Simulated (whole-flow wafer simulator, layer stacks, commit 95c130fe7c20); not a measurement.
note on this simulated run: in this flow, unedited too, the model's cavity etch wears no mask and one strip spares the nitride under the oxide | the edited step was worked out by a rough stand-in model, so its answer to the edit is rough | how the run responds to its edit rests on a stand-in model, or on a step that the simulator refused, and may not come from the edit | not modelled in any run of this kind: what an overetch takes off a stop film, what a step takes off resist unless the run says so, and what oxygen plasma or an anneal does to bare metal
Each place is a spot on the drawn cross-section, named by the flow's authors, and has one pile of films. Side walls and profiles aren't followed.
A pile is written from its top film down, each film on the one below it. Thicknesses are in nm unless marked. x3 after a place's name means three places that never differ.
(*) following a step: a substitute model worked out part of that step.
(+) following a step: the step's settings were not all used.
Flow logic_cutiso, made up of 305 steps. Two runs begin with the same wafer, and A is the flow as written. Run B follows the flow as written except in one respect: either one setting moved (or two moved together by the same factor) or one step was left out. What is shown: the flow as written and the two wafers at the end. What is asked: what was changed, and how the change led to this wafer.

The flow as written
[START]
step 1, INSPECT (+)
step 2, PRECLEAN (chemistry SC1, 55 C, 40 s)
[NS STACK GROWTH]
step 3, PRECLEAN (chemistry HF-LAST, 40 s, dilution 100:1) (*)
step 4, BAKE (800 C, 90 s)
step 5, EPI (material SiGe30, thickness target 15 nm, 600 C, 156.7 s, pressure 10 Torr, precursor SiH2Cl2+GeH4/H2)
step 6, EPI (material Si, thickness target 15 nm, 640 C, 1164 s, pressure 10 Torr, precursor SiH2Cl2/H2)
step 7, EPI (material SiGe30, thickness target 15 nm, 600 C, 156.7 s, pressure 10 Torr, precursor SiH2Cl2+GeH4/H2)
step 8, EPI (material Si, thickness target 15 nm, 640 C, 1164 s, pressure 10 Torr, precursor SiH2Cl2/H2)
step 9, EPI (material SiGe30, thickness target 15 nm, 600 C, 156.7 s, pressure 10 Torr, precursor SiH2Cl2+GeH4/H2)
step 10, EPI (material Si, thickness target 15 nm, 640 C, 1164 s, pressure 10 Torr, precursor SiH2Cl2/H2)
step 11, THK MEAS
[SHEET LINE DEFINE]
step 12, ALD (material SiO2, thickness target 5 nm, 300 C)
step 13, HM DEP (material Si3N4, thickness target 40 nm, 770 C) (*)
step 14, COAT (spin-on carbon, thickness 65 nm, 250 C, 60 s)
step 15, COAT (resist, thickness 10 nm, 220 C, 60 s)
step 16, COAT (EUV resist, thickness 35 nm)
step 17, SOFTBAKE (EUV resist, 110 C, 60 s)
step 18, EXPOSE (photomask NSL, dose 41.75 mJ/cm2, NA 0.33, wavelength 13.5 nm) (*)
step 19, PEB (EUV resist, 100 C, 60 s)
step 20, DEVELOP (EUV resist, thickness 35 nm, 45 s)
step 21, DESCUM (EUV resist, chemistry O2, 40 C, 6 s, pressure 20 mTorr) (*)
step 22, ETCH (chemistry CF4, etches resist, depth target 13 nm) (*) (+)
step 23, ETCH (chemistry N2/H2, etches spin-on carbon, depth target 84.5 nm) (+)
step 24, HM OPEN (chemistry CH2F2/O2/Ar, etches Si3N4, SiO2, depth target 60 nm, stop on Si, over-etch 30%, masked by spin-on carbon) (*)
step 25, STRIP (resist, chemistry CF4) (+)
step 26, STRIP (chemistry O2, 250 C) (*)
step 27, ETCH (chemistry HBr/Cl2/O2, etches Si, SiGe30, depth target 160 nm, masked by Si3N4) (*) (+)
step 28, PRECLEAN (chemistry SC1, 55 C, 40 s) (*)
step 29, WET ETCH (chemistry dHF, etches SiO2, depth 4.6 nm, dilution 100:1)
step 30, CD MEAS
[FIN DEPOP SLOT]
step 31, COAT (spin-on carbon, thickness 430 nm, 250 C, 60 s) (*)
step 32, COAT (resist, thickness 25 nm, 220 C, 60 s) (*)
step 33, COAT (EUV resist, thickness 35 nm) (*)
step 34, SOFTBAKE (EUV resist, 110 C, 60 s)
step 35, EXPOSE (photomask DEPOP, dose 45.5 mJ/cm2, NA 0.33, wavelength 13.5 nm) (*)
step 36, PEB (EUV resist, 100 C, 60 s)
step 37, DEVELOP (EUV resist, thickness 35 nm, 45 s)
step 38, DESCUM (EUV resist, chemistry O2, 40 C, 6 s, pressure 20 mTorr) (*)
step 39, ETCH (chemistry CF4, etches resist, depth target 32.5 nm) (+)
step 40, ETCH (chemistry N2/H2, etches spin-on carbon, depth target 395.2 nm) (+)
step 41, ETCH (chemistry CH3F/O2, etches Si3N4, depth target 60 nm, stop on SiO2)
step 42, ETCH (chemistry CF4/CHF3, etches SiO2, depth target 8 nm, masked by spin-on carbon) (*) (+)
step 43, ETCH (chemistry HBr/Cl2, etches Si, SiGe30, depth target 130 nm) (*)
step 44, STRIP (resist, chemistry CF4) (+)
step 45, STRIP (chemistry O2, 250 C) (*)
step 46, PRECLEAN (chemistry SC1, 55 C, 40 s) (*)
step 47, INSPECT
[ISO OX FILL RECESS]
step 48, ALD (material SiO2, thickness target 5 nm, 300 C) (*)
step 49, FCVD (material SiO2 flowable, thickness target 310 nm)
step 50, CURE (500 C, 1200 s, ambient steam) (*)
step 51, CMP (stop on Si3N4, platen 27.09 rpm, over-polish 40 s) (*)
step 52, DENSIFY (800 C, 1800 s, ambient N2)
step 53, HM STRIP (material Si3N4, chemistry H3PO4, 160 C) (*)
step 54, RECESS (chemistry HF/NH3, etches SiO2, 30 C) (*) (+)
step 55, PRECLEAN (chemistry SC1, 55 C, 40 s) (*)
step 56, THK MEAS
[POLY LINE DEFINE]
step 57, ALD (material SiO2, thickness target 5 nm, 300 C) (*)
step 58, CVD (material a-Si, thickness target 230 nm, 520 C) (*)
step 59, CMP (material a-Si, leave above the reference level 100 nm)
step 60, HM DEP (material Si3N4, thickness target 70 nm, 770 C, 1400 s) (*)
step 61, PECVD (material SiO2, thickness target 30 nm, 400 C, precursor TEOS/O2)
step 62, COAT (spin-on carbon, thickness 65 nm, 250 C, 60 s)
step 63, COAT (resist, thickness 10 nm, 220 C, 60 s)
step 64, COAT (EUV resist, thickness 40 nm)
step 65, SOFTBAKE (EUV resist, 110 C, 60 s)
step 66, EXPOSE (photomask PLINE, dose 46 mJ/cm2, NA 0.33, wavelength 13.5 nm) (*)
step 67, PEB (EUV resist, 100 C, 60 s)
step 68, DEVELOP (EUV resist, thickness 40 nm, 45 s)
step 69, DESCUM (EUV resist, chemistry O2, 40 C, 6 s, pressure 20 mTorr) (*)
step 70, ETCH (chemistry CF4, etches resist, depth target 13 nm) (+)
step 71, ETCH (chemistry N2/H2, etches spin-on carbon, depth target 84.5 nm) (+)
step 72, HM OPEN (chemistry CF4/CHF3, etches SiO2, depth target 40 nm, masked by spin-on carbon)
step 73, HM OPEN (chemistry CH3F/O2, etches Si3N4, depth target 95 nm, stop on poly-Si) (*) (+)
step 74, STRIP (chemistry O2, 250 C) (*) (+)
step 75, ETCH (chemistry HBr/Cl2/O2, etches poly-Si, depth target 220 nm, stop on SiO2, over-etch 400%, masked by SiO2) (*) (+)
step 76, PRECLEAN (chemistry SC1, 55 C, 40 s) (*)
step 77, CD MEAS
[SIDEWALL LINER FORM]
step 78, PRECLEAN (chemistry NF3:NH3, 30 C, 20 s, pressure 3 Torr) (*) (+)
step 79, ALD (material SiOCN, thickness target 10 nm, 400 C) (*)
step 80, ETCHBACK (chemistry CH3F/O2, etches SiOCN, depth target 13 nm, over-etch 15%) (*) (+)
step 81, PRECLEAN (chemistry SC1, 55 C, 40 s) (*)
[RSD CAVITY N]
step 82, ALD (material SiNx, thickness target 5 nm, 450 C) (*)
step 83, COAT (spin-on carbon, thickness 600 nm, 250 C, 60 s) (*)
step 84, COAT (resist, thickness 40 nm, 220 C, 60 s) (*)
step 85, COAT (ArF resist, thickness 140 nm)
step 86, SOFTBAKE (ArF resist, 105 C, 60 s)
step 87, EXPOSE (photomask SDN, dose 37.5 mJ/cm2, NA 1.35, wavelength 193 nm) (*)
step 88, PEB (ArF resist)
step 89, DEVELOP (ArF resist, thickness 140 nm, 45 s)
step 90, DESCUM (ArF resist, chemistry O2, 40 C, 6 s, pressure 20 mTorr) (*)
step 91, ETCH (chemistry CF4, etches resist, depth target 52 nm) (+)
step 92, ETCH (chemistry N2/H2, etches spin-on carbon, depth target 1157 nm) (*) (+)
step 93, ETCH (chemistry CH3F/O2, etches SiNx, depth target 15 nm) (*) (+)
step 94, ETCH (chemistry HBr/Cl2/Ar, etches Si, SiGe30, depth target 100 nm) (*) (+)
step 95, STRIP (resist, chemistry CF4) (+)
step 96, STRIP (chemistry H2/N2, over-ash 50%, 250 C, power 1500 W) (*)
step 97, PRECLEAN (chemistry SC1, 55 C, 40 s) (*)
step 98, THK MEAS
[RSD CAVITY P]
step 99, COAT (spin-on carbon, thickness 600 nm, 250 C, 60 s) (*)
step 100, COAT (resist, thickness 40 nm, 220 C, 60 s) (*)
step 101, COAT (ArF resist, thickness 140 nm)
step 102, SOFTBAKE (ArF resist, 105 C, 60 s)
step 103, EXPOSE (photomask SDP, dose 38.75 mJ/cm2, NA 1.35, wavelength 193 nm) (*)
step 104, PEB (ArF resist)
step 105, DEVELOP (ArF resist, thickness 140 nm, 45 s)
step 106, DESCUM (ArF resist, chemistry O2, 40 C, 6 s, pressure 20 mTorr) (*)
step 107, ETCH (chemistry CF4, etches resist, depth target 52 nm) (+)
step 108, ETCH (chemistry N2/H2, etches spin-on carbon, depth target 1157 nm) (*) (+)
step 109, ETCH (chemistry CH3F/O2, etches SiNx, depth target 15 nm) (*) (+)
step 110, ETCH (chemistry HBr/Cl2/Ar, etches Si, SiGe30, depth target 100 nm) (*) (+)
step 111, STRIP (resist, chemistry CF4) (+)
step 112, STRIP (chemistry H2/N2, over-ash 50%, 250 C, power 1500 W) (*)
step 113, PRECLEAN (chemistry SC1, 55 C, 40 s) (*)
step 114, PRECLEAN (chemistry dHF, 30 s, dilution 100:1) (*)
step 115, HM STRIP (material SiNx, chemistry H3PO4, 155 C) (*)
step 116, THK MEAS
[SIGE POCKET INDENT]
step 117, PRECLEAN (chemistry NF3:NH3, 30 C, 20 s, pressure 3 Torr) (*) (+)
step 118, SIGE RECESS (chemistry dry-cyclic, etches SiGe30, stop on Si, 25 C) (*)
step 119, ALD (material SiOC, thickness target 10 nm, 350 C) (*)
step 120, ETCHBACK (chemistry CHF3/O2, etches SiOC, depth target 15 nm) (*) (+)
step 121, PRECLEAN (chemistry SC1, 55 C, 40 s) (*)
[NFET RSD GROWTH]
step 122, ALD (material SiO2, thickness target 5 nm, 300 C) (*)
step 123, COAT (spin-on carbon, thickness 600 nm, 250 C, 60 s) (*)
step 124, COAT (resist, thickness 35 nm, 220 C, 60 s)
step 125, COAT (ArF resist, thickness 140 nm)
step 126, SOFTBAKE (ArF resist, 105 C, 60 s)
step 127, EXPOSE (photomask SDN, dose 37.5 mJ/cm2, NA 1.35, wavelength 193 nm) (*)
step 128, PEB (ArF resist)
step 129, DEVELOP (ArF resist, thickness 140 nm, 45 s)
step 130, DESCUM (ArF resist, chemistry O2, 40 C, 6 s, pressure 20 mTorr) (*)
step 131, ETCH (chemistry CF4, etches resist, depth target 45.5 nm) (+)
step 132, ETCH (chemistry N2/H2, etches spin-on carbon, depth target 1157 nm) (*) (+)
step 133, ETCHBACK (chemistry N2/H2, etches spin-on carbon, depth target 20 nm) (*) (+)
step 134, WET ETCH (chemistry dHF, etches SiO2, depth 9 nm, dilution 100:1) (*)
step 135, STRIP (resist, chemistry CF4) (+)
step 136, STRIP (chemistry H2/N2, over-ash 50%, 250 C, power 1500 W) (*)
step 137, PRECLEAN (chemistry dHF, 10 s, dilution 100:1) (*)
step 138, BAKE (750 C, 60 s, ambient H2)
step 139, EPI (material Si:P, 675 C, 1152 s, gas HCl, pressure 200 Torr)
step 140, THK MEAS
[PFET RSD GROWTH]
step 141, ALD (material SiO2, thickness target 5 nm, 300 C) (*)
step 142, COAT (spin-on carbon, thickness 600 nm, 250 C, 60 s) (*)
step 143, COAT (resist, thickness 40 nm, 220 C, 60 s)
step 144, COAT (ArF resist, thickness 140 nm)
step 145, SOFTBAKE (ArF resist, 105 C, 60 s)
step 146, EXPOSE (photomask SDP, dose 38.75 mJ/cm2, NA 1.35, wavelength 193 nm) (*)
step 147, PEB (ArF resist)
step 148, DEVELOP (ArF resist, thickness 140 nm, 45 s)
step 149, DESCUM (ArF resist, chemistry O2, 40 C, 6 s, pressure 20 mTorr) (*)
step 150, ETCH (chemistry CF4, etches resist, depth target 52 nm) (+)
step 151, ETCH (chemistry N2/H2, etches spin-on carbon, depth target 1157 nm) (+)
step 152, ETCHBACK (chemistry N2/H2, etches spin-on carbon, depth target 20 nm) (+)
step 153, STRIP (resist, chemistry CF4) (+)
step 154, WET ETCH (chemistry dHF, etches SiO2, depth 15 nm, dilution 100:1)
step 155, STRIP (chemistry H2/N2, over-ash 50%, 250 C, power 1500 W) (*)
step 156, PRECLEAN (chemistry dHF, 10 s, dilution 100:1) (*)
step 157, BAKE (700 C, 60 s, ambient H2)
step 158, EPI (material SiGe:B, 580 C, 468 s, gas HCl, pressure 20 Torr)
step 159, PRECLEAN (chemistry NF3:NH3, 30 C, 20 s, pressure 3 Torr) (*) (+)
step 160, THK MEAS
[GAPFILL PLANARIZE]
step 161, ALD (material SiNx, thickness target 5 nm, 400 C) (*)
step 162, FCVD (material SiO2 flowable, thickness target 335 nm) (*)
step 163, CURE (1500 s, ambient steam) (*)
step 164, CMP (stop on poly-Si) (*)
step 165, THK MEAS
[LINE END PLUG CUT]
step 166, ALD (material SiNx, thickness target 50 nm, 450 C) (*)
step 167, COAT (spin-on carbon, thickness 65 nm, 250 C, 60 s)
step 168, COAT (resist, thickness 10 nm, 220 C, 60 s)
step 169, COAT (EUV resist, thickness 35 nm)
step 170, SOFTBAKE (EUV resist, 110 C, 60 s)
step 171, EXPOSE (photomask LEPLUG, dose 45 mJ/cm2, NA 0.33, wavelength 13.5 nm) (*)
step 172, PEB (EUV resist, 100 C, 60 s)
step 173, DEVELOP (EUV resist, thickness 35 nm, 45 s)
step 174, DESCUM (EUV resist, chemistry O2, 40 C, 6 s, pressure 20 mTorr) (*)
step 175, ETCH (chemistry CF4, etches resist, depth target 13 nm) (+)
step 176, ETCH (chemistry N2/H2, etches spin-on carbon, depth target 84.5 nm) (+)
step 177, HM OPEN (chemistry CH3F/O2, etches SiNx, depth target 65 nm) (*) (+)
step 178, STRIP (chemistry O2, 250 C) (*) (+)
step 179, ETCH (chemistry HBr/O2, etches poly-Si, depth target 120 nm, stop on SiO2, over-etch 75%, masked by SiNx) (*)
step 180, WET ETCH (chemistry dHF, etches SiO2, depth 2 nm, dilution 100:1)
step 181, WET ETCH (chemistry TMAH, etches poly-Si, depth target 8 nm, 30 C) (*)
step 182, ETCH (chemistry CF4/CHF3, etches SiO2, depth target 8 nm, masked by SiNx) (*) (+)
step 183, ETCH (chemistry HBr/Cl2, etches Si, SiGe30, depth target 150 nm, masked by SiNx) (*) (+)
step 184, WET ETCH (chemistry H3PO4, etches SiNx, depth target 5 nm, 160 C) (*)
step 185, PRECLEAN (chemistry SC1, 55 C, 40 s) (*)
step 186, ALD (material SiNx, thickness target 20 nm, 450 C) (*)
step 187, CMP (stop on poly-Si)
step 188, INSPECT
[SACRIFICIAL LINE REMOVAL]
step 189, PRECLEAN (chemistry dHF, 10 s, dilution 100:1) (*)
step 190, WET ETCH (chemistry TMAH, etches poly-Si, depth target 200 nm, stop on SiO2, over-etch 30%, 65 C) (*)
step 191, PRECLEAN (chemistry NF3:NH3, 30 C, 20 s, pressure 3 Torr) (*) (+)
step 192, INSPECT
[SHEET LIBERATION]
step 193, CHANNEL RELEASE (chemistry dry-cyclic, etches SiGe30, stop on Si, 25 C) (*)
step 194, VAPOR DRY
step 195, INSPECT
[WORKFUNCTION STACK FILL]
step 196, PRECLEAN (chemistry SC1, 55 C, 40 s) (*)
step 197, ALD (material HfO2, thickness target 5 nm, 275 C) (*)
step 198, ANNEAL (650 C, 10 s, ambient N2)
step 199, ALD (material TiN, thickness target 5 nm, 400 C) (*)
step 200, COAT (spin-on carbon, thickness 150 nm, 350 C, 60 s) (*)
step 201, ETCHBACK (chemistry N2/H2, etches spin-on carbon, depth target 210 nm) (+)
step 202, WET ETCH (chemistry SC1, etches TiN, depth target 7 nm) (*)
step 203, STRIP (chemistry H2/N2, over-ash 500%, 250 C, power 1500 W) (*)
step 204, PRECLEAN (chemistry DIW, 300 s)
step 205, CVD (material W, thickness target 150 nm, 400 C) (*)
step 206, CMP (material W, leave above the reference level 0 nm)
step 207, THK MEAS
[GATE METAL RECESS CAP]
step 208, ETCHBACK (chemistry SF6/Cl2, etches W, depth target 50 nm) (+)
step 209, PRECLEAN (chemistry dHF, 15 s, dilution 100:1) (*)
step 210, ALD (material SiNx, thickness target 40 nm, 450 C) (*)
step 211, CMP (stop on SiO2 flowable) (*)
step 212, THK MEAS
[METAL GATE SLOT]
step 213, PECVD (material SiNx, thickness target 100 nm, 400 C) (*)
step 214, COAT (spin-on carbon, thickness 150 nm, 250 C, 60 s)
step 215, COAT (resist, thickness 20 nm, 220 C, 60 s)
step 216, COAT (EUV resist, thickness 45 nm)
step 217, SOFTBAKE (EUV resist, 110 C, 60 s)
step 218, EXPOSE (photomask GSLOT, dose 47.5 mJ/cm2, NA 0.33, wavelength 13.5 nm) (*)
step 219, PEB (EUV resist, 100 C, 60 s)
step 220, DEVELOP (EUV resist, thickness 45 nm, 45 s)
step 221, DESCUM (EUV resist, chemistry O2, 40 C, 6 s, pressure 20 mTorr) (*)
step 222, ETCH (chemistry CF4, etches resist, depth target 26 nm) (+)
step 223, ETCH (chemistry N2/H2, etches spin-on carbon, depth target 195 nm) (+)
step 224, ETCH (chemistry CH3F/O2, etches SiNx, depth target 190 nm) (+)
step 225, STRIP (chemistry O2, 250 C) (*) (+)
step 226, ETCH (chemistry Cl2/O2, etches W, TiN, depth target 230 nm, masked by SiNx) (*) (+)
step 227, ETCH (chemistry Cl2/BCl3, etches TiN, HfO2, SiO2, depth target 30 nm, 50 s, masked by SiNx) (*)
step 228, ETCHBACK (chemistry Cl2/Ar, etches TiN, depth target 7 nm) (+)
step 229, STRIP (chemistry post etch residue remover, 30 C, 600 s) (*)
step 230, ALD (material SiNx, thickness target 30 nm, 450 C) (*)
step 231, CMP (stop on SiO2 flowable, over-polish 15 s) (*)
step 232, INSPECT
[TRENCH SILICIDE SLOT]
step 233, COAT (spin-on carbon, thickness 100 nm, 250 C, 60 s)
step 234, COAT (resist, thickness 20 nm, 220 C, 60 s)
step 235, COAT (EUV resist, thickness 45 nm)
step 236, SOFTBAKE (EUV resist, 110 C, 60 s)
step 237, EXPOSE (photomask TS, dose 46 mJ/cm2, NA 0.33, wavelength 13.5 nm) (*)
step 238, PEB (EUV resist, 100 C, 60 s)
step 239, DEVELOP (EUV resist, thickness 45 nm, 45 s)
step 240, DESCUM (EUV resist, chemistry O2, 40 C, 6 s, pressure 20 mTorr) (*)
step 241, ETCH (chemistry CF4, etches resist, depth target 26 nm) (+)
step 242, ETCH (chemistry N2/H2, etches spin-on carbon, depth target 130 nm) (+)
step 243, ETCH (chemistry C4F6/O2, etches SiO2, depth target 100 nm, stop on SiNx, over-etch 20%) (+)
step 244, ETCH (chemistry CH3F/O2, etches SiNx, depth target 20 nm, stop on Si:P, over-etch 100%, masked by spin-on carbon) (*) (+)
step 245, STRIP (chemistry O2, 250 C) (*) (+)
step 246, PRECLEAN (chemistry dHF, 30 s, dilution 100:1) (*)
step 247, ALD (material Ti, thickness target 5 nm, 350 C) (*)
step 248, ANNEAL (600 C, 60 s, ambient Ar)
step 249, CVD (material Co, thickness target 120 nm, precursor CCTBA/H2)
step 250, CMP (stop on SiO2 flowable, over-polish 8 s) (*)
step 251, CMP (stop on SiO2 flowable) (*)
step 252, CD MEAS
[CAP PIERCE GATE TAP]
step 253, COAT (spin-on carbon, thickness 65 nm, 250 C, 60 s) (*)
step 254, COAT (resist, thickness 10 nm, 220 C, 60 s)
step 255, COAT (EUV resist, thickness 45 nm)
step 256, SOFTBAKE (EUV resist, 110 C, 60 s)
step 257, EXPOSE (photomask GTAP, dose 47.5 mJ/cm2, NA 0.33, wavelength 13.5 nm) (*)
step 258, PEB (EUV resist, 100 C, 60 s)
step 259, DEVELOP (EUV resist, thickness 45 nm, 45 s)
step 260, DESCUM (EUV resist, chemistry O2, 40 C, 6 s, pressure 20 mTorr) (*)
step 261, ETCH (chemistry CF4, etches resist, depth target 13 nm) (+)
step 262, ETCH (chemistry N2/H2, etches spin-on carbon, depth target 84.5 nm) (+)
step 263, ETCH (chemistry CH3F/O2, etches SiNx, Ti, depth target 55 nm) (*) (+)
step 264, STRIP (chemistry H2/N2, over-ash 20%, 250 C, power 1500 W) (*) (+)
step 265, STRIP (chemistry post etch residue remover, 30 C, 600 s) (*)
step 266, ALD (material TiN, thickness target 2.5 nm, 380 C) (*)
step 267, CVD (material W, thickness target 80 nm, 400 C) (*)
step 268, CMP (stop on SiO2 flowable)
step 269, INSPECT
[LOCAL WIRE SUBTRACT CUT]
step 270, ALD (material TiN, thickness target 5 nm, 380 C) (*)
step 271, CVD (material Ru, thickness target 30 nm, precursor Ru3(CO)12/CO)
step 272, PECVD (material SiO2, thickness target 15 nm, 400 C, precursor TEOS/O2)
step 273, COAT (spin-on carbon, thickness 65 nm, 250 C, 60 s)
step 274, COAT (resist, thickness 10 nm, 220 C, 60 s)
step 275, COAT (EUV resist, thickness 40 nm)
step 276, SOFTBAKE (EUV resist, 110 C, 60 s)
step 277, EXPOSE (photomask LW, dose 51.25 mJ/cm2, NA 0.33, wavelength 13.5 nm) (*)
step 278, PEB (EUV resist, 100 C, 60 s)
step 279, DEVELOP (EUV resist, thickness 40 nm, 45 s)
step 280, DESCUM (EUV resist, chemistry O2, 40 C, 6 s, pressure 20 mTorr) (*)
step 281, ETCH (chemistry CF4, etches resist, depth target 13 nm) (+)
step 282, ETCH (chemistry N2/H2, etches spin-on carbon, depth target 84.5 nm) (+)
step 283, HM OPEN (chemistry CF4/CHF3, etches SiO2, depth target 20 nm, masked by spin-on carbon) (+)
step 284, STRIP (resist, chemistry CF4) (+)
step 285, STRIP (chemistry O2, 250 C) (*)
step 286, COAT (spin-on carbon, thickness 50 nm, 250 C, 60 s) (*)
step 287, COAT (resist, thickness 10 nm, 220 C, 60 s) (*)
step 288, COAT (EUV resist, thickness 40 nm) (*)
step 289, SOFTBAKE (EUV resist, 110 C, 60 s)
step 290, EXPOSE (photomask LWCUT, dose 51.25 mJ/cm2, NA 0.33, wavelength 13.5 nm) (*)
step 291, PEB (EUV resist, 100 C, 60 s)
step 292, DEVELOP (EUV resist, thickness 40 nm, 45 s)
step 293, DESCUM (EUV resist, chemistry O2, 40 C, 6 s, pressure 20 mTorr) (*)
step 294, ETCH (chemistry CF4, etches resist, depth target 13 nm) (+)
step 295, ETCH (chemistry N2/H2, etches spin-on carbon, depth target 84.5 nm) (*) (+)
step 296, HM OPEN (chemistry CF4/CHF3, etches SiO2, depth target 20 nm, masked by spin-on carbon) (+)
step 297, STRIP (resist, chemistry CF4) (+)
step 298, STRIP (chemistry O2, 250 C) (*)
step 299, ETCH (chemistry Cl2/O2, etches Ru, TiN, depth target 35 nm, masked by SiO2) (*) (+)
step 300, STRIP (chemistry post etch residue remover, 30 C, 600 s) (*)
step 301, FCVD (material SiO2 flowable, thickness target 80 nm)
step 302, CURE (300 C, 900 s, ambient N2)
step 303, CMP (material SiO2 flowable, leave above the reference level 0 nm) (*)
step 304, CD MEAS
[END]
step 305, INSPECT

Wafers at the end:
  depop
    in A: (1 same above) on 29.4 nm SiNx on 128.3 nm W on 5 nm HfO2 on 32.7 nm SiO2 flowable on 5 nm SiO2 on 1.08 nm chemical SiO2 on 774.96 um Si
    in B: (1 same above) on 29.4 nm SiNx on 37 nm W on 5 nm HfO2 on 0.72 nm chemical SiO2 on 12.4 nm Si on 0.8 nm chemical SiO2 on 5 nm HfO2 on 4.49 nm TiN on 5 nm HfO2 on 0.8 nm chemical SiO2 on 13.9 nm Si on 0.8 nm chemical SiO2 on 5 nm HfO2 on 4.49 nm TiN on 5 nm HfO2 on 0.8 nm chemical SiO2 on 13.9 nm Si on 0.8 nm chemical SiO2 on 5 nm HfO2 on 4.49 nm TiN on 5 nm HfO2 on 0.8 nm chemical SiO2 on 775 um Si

Cause: step 42, ETCH: depth target 3.6 nm was run, though the flow has depth target 8 nm.

Step by step, how the change led to this:
  step 42, ETCH (chemistry CF4/CHF3, etches SiO2, depth target 8 nm, masked by spin-on carbon) (*) (+)
      depop: A SiO2 loses 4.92 (all of it), Si loses 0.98 | B SiO2 loses 3.6
      gl: A resist loses 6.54 (all of it), spin-on carbon loses 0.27 | B resist loses 3.6
      (and at 20 other places as well)
  step 43, ETCH (chemistry HBr/Cl2, etches Si, SiGe30, depth target 130 nm) (*)
      glp, tap: A spin-on carbon loses 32 | B resist loses 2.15 (all of it), spin-on carbon loses 29
      depop: A Si loses 14 (all of it), SiGe30 loses 15 (all of it), Si loses 15 (all of it), SiGe30 loses 15 (all of it), Si loses 15 (all of it), SiGe30 loses 15 (all of it), Si loses 41 | B nothing
      (and at 18 other places as well)
  step 44, STRIP (resist, chemistry CF4) (+)
      depop: A nothing | B SiO2 loses 1.32 (all of it)
  step 49, FCVD (material SiO2 flowable, thickness target 310 nm)
      dpovl, nsgap: A SiO2 flowable gains 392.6 (new film) | B SiO2 flowable gains 406.3 (new film)
      depop: A SiO2 flowable gains 359.9 (new film) | B SiO2 flowable gains 242.6 (new film)
      (and at 2 other places as well)
  step 51, CMP (stop on Si3N4, platen 27.09 rpm, over-polish 40 s) (*)
      depop: A SiO2 flowable loses 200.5 | B SiO2 flowable loses 214.1
      dpovl: A SiO2 flowable loses 200.4 | B SiO2 flowable loses 214
      (and at 3 other places as well)
  step 52, DENSIFY (800 C, 1800 s, ambient N2)
      depop: A SiO2 flowable loses 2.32 | B SiO2 flowable loses 0.24
      dpovl: A SiO2 flowable loses 2.82 | B SiO2 flowable loses 2.27
  step 54, RECESS (chemistry HF/NH3, etches SiO2, 30 C) (*) (+)
      depop: A SiO2 flowable loses 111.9 | B SiO2 flowable loses 18.4 (all of it), SiO2 loses 5 (all of it), chemical SiO2 loses 1.08 (all of it)
  step 55, PRECLEAN (chemistry SC1, 55 C, 40 s) (*)
      depop: A SiO2 flowable loses 0.06 | B chemical SiO2 gains 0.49 (new film), Si loses 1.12
  step 58, CVD (material a-Si, thickness target 230 nm, 520 C) (*)
      depop: A a-Si gains 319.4 (new film) | B a-Si gains 230 (new film)
  step 60, HM DEP (material Si3N4, thickness target 70 nm, 770 C, 1400 s) (*)
      depop: A Si3N4 gains 70 (new film), poly-Si gains 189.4 (new film), a-Si loses 189.4 (all of it) | B Si3N4 gains 70 (new film), poly-Si gains 100.5 (new film), a-Si loses 100.5 (all of it)
  step 190, WET ETCH (chemistry TMAH, etches poly-Si, depth target 200 nm, stop on SiO2, over-etch 30%, 65 C) (*)
      depop: A poly-Si loses 189.4 (all of it) | B poly-Si loses 100.5 (all of it)
  step 191, PRECLEAN (chemistry NF3:NH3, 30 C, 20 s, pressure 3 Torr) (*) (+)
      depop: A SiO2 loses 5 (all of it), SiO2 flowable loses 2.58 | B SiO2 loses 5 (all of it), chemical SiO2 loses 0.49 (all of it)
  step 193, CHANNEL RELEASE (chemistry dry-cyclic, etches SiGe30, stop on Si, 25 C) (*)
      depop: A nothing | B chemical SiO2 gains 0.8 (new film), Si loses 0.99, chemical SiO2 gains 0.8 (new film), cavity gains 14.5 (new film), chemical SiO2 gains 0.8 (new film), SiGe30 loses 15 (all of it), Si loses 1.08, chemical SiO2 gains 0.8 (new film), cavity gains 14.5 (new film), chemical SiO2 gains 0.8 (new film), SiGe30 loses 15 (all of it), Si loses 1.08, chemical SiO2 gains 0.8 (new film), cavity gains 14.5 (new film), chemical SiO2 gains 0.8 (new film), SiGe30 loses 15 (all of it), Si loses 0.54
  step 197, ALD (material HfO2, thickness target 5 nm, 275 C) (*)
      depop: A HfO2 gains 5 (new film) | B HfO2 gains 5 (new film), HfO2 gains 5 (new film), cavity loses 10, HfO2 gains 5 (new film), HfO2 gains 5 (new film), cavity loses 10, HfO2 gains 5 (new film), HfO2 gains 5 (new film), cavity loses 10, HfO2 gains 5 (new film)
  step 199, ALD (material TiN, thickness target 5 nm, 400 C) (*)
      depop: A TiN gains 5 (new film) | B TiN gains 5 (new film), TiN gains 4.49 (new film), cavity loses 4.49 (all of it), TiN gains 4.49 (new film), cavity loses 4.49 (all of it), TiN gains 4.49 (new film), cavity loses 4.49 (all of it)
  step 200, COAT (spin-on carbon, thickness 150 nm, 350 C, 60 s) (*)
      depop: A spin-on carbon gains 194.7 (new film) | B spin-on carbon gains 115.5 (new film)
      dpovl: A spin-on carbon gains 194.8 (new film) | B spin-on carbon gains 206.8 (new film)
      (and at 3 other places as well)
  ... 1 other step ...
  step 205, CVD (material W, thickness target 150 nm, 400 C) (*)
      depop: A W gains 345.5 (new film) | B W gains 254.2 (new film)
If metal films that touch count as one body, depop has 4 bodies (between them, from the top down: HfO2 5 / chemical SiO2 0.72 / Si 12.4 / chemical SiO2 0.8 / HfO2 5; HfO2 5 / chemical SiO2 0.8 / Si 13.9 / chemical SiO2 0.8 / HfO2 5; HfO2 5 / chemical SiO2 0.8 / Si 13.9 / chemical SiO2 0.8 / HfO2 5); the flow as written gives 1 body.
